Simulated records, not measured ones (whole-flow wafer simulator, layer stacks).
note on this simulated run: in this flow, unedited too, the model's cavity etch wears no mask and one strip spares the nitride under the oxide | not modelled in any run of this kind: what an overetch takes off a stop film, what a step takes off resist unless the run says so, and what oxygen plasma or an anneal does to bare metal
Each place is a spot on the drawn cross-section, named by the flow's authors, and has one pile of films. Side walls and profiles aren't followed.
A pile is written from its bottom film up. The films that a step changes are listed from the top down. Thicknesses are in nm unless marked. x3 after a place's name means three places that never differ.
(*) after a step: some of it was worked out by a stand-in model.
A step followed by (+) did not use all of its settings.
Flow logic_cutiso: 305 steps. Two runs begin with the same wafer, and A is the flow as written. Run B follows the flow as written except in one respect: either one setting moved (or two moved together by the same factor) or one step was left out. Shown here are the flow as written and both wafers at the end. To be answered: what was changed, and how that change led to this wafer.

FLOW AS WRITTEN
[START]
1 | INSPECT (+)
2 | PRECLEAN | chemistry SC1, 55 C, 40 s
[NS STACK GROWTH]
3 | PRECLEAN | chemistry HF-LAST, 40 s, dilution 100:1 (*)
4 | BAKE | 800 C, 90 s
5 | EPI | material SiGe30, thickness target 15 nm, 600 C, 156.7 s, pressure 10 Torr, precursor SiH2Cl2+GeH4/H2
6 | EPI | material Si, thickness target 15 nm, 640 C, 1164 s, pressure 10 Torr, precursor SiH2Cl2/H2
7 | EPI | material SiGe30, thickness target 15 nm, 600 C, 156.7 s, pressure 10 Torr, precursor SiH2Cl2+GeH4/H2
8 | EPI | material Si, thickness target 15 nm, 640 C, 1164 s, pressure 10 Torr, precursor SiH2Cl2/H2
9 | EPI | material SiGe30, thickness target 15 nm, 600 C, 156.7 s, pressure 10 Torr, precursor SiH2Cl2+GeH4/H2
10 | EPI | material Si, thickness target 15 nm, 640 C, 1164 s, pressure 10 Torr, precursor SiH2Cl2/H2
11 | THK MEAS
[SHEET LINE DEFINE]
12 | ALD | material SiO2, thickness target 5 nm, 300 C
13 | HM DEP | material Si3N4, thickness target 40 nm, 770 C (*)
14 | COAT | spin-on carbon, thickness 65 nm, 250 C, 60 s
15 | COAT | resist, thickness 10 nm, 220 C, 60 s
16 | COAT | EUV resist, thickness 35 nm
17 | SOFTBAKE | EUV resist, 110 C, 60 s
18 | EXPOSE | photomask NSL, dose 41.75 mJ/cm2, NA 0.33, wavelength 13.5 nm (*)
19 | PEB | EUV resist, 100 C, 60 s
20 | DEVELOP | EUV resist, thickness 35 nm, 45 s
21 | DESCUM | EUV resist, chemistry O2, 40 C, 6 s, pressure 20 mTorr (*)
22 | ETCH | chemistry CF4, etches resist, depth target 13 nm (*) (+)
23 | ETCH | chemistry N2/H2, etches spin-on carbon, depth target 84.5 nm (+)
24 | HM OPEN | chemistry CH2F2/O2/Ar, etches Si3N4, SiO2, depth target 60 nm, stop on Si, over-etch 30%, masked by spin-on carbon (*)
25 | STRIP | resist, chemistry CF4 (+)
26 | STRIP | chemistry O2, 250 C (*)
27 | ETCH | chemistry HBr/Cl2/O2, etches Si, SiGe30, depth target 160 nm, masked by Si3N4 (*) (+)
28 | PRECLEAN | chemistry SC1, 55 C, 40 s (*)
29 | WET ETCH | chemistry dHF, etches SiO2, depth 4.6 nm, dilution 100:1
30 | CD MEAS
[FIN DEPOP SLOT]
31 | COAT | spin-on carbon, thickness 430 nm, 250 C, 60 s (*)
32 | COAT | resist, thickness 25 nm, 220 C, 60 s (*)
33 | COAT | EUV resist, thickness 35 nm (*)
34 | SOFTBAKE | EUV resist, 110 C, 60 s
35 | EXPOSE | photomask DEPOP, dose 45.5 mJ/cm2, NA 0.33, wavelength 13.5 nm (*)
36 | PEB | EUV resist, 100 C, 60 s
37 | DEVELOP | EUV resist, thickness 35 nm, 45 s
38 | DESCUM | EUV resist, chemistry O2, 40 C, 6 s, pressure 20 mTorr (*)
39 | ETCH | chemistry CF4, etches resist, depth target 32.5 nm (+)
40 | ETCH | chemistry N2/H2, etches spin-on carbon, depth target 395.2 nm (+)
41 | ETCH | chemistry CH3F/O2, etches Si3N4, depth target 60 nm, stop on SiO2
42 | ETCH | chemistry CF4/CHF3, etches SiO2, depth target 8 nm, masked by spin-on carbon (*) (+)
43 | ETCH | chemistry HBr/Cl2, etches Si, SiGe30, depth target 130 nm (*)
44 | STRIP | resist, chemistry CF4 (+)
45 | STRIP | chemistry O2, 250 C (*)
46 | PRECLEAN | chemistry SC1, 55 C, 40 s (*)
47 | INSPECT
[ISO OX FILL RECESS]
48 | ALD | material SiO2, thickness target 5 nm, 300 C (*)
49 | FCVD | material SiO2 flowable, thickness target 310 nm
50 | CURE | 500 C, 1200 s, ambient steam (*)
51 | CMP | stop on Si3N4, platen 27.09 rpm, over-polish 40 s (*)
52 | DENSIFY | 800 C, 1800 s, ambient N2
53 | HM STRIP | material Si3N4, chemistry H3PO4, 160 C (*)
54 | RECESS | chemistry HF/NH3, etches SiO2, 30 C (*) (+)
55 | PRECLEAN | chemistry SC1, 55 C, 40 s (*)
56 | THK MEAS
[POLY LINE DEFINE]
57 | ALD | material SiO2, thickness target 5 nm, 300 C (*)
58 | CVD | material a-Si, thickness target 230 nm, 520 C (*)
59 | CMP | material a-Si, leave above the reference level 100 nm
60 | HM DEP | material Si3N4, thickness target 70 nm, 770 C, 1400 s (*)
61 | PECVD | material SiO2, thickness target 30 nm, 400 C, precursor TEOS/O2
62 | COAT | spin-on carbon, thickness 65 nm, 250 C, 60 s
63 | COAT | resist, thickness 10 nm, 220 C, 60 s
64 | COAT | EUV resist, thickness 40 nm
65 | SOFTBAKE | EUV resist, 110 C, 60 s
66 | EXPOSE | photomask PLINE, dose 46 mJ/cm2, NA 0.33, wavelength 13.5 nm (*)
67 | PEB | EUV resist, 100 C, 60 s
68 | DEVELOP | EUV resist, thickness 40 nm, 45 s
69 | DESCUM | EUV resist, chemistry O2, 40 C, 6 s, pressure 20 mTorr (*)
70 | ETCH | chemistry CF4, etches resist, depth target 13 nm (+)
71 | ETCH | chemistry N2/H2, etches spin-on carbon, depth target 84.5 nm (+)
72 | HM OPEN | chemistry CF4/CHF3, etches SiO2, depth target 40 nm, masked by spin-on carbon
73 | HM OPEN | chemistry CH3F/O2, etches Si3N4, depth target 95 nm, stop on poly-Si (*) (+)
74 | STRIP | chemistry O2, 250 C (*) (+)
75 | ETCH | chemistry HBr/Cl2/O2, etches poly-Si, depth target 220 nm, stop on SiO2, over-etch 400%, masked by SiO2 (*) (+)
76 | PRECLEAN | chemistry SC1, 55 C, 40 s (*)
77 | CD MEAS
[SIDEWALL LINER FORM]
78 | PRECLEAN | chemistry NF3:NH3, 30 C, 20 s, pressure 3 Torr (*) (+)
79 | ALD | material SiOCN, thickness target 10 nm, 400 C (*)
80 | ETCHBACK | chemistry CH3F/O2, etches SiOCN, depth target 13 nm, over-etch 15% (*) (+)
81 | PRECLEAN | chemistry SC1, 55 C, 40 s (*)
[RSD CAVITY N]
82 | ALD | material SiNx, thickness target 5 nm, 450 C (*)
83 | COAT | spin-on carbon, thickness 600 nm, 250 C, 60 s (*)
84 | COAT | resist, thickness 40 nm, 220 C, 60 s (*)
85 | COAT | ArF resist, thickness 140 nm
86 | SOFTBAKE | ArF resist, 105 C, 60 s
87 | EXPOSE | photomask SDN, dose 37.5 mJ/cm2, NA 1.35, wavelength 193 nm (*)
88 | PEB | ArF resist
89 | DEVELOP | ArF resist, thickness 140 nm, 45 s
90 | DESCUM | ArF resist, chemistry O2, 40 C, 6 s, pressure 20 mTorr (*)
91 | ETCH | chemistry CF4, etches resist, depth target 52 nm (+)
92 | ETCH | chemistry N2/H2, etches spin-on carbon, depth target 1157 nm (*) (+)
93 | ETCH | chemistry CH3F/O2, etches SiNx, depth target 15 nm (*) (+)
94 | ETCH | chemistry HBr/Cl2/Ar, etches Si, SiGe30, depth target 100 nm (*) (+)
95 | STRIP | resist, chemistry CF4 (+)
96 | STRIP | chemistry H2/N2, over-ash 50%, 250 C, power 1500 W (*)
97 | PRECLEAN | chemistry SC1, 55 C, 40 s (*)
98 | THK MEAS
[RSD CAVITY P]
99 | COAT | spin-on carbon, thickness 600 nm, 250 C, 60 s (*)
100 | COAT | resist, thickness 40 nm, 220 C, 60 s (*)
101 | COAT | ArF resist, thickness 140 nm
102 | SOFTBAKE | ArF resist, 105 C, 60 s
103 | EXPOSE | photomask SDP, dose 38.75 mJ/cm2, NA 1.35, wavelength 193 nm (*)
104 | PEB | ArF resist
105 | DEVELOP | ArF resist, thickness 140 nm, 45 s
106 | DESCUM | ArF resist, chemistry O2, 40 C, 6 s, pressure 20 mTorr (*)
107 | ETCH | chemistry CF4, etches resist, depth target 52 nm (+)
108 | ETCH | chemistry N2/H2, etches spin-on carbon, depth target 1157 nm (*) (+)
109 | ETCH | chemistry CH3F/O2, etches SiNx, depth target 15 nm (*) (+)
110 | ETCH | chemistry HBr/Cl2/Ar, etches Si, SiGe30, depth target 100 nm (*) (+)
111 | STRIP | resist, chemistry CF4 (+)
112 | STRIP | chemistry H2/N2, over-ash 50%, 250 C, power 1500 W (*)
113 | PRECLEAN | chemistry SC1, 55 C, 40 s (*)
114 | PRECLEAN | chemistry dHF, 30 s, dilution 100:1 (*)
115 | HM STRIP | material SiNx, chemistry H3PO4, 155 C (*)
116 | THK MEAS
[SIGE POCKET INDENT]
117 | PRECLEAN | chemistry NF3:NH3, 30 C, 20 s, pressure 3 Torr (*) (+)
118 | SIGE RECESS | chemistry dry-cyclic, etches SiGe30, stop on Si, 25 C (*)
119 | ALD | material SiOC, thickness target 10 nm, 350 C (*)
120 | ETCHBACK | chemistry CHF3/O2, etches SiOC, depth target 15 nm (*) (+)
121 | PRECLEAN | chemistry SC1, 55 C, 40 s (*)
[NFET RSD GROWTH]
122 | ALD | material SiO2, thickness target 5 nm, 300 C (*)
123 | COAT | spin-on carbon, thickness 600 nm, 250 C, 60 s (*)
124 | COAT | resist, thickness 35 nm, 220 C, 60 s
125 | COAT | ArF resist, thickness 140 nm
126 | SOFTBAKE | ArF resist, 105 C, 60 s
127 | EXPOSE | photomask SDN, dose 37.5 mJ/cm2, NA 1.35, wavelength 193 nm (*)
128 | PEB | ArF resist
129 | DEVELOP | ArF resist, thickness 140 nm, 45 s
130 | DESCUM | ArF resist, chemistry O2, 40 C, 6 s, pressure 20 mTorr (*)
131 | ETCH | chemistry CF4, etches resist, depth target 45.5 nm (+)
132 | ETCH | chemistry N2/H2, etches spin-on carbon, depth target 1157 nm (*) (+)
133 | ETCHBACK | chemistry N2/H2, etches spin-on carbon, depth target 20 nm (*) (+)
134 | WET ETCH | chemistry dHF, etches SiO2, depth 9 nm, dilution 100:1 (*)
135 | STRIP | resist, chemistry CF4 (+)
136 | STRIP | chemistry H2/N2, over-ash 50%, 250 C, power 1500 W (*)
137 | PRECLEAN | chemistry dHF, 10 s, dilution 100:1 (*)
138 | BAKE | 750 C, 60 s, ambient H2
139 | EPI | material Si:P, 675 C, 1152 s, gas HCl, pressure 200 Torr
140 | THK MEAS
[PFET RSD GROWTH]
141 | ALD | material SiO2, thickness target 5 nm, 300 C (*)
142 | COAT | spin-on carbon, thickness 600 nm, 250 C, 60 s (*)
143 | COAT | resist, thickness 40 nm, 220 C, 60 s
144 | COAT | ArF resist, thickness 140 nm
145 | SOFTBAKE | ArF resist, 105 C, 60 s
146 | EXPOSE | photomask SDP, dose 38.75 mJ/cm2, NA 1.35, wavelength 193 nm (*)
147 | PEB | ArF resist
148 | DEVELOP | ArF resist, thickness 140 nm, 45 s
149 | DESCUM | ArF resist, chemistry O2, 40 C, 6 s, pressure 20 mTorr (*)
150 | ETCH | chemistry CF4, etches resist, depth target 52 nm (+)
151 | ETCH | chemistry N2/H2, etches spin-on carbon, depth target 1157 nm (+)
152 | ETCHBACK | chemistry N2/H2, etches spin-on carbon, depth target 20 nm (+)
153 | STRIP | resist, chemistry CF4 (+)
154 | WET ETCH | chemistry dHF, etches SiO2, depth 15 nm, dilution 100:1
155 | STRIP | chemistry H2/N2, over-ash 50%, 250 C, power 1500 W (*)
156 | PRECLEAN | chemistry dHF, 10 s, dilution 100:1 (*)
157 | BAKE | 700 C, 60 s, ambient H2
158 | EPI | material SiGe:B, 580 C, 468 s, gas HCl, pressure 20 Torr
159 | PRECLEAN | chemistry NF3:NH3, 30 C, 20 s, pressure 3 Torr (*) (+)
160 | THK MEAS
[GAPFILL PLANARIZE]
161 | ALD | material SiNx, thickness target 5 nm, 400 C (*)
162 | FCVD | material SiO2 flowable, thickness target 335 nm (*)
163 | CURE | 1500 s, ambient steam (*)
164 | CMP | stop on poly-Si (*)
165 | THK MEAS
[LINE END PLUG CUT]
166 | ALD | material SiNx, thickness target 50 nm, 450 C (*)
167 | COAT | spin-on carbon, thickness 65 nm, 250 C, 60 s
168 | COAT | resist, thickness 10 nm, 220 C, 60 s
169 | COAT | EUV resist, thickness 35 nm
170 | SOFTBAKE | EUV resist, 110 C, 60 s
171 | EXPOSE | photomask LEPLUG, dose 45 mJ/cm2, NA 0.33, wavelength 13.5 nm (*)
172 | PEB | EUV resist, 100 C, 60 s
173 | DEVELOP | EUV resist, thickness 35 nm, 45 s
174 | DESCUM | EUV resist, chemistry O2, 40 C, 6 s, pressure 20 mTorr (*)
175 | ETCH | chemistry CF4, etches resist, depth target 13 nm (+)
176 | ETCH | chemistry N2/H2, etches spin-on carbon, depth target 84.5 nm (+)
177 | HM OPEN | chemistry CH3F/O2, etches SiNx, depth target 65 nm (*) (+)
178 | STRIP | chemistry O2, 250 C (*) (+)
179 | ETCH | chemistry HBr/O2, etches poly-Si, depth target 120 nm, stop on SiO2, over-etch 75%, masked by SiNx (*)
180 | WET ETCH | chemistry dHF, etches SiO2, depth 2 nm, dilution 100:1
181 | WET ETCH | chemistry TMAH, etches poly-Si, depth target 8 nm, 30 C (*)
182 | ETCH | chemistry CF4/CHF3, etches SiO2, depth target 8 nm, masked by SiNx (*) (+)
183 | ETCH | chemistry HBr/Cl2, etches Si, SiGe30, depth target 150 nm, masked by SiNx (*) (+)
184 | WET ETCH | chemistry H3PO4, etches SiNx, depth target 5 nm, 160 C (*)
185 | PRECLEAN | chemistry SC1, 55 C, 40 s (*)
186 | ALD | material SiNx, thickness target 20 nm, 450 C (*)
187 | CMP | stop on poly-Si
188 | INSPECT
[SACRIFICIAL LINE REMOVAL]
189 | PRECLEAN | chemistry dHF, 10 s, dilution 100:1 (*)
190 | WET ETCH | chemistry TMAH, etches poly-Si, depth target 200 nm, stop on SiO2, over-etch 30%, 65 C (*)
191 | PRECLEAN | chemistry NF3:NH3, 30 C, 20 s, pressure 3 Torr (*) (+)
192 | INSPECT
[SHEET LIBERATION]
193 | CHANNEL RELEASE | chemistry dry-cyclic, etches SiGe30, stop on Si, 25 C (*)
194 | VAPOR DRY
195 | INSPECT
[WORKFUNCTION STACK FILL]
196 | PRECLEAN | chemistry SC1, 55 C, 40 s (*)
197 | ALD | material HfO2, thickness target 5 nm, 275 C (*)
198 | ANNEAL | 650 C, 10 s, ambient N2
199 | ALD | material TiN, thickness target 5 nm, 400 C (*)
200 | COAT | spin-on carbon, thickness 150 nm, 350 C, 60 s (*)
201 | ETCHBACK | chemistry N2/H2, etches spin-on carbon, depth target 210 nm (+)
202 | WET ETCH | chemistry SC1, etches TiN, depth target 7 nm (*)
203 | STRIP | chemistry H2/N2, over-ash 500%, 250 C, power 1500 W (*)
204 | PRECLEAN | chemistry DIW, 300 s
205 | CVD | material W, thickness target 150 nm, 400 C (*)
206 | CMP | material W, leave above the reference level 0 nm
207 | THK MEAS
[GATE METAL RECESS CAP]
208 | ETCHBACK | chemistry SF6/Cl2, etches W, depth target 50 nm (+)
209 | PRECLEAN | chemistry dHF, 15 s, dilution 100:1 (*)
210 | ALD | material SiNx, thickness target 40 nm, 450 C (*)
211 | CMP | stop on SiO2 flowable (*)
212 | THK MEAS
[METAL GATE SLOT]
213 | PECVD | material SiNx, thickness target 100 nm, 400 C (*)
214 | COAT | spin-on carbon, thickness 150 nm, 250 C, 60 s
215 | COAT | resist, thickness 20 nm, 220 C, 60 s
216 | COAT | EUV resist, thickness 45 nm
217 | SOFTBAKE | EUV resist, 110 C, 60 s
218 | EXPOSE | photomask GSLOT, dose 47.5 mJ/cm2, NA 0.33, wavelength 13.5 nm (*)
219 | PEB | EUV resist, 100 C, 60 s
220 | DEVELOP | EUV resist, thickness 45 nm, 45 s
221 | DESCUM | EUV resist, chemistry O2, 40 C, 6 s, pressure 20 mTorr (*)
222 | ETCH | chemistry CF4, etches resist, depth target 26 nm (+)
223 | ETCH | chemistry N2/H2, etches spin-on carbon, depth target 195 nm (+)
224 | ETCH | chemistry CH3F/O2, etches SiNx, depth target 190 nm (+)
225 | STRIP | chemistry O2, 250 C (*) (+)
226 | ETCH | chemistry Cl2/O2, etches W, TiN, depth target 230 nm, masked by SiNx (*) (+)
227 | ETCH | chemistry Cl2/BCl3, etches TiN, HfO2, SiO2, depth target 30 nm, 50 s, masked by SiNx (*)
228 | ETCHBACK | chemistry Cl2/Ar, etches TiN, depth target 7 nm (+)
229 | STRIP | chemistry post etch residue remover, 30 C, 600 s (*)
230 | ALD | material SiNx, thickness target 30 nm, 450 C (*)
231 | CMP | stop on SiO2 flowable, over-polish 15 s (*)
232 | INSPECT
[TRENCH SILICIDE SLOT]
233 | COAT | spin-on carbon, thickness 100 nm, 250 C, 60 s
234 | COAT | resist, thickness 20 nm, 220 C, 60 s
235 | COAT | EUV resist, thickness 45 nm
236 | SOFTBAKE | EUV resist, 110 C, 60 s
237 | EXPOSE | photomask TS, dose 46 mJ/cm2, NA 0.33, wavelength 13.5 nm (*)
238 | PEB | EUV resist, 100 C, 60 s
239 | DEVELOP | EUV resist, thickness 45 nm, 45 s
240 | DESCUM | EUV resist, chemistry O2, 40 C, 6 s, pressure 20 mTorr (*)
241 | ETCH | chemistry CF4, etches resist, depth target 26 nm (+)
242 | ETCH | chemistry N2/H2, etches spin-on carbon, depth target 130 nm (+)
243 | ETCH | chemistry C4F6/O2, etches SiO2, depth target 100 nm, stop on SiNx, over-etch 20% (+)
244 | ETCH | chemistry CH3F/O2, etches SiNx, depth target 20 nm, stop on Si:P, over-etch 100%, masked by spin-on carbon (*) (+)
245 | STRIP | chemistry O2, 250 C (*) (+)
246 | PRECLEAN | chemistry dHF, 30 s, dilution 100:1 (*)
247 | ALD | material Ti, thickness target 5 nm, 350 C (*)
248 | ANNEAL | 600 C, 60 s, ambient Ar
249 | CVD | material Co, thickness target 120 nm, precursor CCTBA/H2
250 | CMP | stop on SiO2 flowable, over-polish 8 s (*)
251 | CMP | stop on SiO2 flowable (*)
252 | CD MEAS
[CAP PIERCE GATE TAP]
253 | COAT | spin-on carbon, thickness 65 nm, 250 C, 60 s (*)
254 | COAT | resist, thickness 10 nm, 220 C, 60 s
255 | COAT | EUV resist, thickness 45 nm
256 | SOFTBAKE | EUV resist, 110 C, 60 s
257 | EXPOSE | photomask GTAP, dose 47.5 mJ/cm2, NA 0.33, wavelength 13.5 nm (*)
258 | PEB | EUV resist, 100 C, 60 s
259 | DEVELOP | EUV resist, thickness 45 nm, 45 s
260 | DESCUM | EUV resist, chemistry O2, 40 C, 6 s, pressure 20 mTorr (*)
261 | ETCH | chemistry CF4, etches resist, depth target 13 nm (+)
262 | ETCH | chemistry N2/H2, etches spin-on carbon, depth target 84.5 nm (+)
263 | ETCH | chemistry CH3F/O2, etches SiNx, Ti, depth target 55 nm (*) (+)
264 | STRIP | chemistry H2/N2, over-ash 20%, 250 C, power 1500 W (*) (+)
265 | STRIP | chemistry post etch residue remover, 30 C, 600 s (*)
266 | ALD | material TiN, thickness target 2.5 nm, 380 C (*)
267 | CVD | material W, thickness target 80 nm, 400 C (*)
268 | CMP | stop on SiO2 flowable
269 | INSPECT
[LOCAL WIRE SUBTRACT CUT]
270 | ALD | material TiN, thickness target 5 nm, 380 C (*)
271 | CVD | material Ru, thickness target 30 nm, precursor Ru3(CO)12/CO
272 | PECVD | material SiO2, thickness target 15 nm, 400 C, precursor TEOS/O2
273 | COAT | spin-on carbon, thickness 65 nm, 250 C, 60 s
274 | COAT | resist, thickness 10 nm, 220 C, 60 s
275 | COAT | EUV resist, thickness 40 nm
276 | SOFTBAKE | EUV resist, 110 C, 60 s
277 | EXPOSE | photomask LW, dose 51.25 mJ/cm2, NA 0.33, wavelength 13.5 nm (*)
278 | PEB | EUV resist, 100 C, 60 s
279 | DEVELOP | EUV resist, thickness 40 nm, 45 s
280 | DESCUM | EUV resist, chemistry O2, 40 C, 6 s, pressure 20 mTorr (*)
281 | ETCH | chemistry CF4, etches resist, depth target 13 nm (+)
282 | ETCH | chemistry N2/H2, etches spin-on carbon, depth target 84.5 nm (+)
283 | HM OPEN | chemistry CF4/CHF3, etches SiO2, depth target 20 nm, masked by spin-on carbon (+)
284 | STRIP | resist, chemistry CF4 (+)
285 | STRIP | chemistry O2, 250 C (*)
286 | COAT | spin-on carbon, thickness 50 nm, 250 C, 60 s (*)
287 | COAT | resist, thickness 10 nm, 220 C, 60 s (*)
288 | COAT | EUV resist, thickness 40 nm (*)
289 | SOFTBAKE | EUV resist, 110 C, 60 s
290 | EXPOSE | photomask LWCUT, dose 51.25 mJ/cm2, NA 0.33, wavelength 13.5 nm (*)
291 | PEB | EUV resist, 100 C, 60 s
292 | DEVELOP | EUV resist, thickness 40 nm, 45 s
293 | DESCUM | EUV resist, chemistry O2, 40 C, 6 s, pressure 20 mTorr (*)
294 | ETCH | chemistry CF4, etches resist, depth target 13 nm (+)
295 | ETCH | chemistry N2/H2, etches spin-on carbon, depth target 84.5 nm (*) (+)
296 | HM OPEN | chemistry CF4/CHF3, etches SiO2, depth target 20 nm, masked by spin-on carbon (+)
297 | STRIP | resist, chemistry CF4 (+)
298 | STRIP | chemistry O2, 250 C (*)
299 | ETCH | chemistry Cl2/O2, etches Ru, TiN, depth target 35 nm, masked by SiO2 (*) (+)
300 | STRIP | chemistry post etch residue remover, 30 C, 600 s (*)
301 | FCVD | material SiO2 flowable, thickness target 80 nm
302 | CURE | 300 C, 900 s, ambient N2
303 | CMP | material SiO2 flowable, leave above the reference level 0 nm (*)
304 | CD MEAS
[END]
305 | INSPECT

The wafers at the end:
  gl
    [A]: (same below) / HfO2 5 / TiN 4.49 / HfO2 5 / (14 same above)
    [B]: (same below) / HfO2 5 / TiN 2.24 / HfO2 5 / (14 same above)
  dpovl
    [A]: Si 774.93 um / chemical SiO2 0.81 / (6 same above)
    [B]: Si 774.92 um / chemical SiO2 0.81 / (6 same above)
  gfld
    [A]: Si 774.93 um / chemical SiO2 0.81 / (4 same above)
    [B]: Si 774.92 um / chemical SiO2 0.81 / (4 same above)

The reason: step 7, EPI: 133.2 s was run, though the flow has 156.7 s.

The path from the change to this, step by step:
  7 | EPI | material SiGe30, thickness target 15 nm, 600 C, 156.7 s, pressure 10 Torr, precursor SiH2Cl2+GeH4/H2
      depop, dpovl, gfld and 19 more: A SiGe30 gains 15 (new film) | B SiGe30 gains 12.8 (new film)
  27 | ETCH | chemistry HBr/Cl2/O2, etches Si, SiGe30, depth target 160 nm, masked by Si3N4 (*) (+)
      gfld, gxf, iso, lnri: A chemical SiO2 loses 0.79 (all of it), Si loses 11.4 (all of it), SiGe30 loses 15 (all of it), Si loses 15 (all of it), SiGe30 loses 15 (all of it), Si loses 15 (all of it), SiGe30 loses 15 (all of it), Si loses 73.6 | B chemical SiO2 loses 0.79 (all of it), Si loses 11.4 (all of it), SiGe30 loses 15 (all of it), Si loses 15 (all of it), SiGe30 loses 12.8 (all of it), Si loses 15 (all of it), SiGe30 loses 15 (all of it), Si loses 75.9
      dpovl, nsgap: A chemical SiO2 loses 0.79 (all of it), Si loses 11.8 (all of it), SiGe30 loses 15 (all of it), Si loses 15 (all of it), SiGe30 loses 15 (all of it), Si loses 15 (all of it), SiGe30 loses 15 (all of it), Si loses 73.2 | B chemical SiO2 loses 0.79 (all of it), Si loses 11.8 (all of it), SiGe30 loses 15 (all of it), Si loses 15 (all of it), SiGe30 loses 12.8 (all of it), Si loses 15 (all of it), SiGe30 loses 15 (all of it), Si loses 75.5
      (as well as at 1 more place)
  43 | ETCH | chemistry HBr/Cl2, etches Si, SiGe30, depth target 130 nm (*)
      depop: A Si loses 14 (all of it), SiGe30 loses 15 (all of it), Si loses 15 (all of it), SiGe30 loses 15 (all of it), Si loses 15 (all of it), SiGe30 loses 15 (all of it), Si loses 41 | B Si loses 14 (all of it), SiGe30 loses 15 (all of it), Si loses 15 (all of it), SiGe30 loses 12.8 (all of it), Si loses 15 (all of it), SiGe30 loses 15 (all of it), Si loses 43.2
  94 | ETCH | chemistry HBr/Cl2/Ar, etches Si, SiGe30, depth target 100 nm (*) (+)
      rsdn, rsdx: A chemical SiO2 loses 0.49 (all of it), Si loses 12.8 (all of it), SiGe30 loses 15 (all of it), Si loses 15 (all of it), SiGe30 loses 15 (all of it), Si loses 15 (all of it), SiGe30 loses 15 (all of it), Si loses 12.2 | B chemical SiO2 loses 0.49 (all of it), Si loses 12.8 (all of it), SiGe30 loses 15 (all of it), Si loses 15 (all of it), SiGe30 loses 12.8 (all of it), Si loses 15 (all of it), SiGe30 loses 15 (all of it), Si loses 14.4
  110 | ETCH | chemistry HBr/Cl2/Ar, etches Si, SiGe30, depth target 100 nm (*) (+)
      rsdp, rsdw: A chemical SiO2 loses 0.49 (all of it), Si loses 12.8 (all of it), SiGe30 loses 15 (all of it), Si loses 15 (all of it), SiGe30 loses 15 (all of it), Si loses 15 (all of it), SiGe30 loses 15 (all of it), Si loses 12.2 | B chemical SiO2 loses 0.49 (all of it), Si loses 12.8 (all of it), SiGe30 loses 15 (all of it), Si loses 15 (all of it), SiGe30 loses 12.8 (all of it), Si loses 15 (all of it), SiGe30 loses 15 (all of it), Si loses 14.4
  118 | SIGE RECESS | chemistry dry-cyclic, etches SiGe30, stop on Si, 25 C (*)
      lnr, lnrp, lnrt: A SiOCN loses 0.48, Si loses 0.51, cavity gains 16 (new film), SiGe30 loses 15 (all of it), Si loses 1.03, cavity gains 16 (new film), SiGe30 loses 15 (all of it), Si loses 1.03, cavity gains 16 (new film), SiGe30 loses 15 (all of it), Si loses 0.51 | B SiOCN loses 0.48, Si loses 0.51, cavity gains 16 (new film), SiGe30 loses 15 (all of it), Si loses 1.03, cavity gains 13.8 (new film), SiGe30 loses 12.8 (all of it), Si loses 1.03, cavity gains 16 (new film), SiGe30 loses 15 (all of it), Si loses 0.51
  119 | ALD | material SiOC, thickness target 10 nm, 350 C (*)
      lnr, lnrp, lnrt: A SiOC gains 10 (new film), SiOC gains 16 (new film), cavity loses 16 (all of it), SiOC gains 16 (new film), cavity loses 16 (all of it), SiOC gains 16 (new film), cavity loses 16 (all of it) | B SiOC gains 10 (new film), SiOC gains 16 (new film), cavity loses 16 (all of it), SiOC gains 13.8 (new film), cavity loses 13.8 (all of it), SiOC gains 16 (new film), cavity loses 16 (all of it)
  183 | ETCH | chemistry HBr/Cl2, etches Si, SiGe30, depth target 150 nm, masked by SiNx (*) (+)
      plug: A Si loses 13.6 (all of it), SiGe30 loses 15 (all of it), Si loses 15 (all of it), SiGe30 loses 15 (all of it), Si loses 15 (all of it), SiGe30 loses 15 (all of it), Si loses 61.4 | B Si loses 13.6 (all of it), SiGe30 loses 15 (all of it), Si loses 15 (all of it), SiGe30 loses 12.8 (all of it), Si loses 15 (all of it), SiGe30 loses 15 (all of it), Si loses 63.7
  193 | CHANNEL RELEASE | chemistry dry-cyclic, etches SiGe30, stop on Si, 25 C (*)
      gl, glp, gxn, gxp, ns, tap: A chemical SiO2 gains 0.8 (new film), Si loses 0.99, chemical SiO2 gains 0.8 (new film), cavity gains 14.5 (new film), chemical SiO2 gains 0.8 (new film), SiGe30 loses 15 (all of it), Si loses 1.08, chemical SiO2 gains 0.8 (new film), cavity gains 14.5 (new film), chemical SiO2 gains 0.8 (new film), SiGe30 loses 15 (all of it), Si loses 1.08, chemical SiO2 gains 0.8 (new film), cavity gains 14.5 (new film), chemical SiO2 gains 0.8 (new film), SiGe30 loses 15 (all of it), Si loses 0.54 | B chemical SiO2 gains 0.8 (new film), Si loses 0.99, chemical SiO2 gains 0.8 (new film), cavity gains 14.5 (new film), chemical SiO2 gains 0.8 (new film), SiGe30 loses 15 (all of it), Si loses 1.08, chemical SiO2 gains 0.8 (new film), cavity gains 12.2 (new film), chemical SiO2 gains 0.8 (new film), SiGe30 loses 12.8 (all of it), Si loses 1.08, chemical SiO2 gains 0.8 (new film), cavity gains 14.5 (new film), chemical SiO2 gains 0.8 (new film), SiGe30 loses 15 (all of it), Si loses 0.54
  199 | ALD | material TiN, thickness target 5 nm, 400 C (*)
      gl, glp, tap: A TiN gains 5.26 (new film), TiN gains 4.49 (new film), cavity loses 4.49 (all of it), TiN gains 4.49 (new film), cavity loses 4.49 (all of it), TiN gains 4.49 (new film), cavity loses 4.49 (all of it) | B TiN gains 5.26 (new film), TiN gains 4.49 (new film), cavity loses 4.49 (all of it), TiN gains 2.24 (new film), cavity loses 2.24 (all of it), TiN gains 4.49 (new film), cavity loses 4.49 (all of it)
      gxn, gxp, ns: A TiN gains 5 (new film), TiN gains 4.49 (new film), cavity loses 4.49 (all of it), TiN gains 4.49 (new film), cavity loses 4.49 (all of it), TiN gains 4.49 (new film), cavity loses 4.49 (all of it) | B TiN gains 5 (new film), TiN gains 4.49 (new film), cavity loses 4.49 (all of it), TiN gains 2.24 (new film), cavity loses 2.24 (all of it), TiN gains 4.49 (new film), cavity loses 4.49 (all of it)
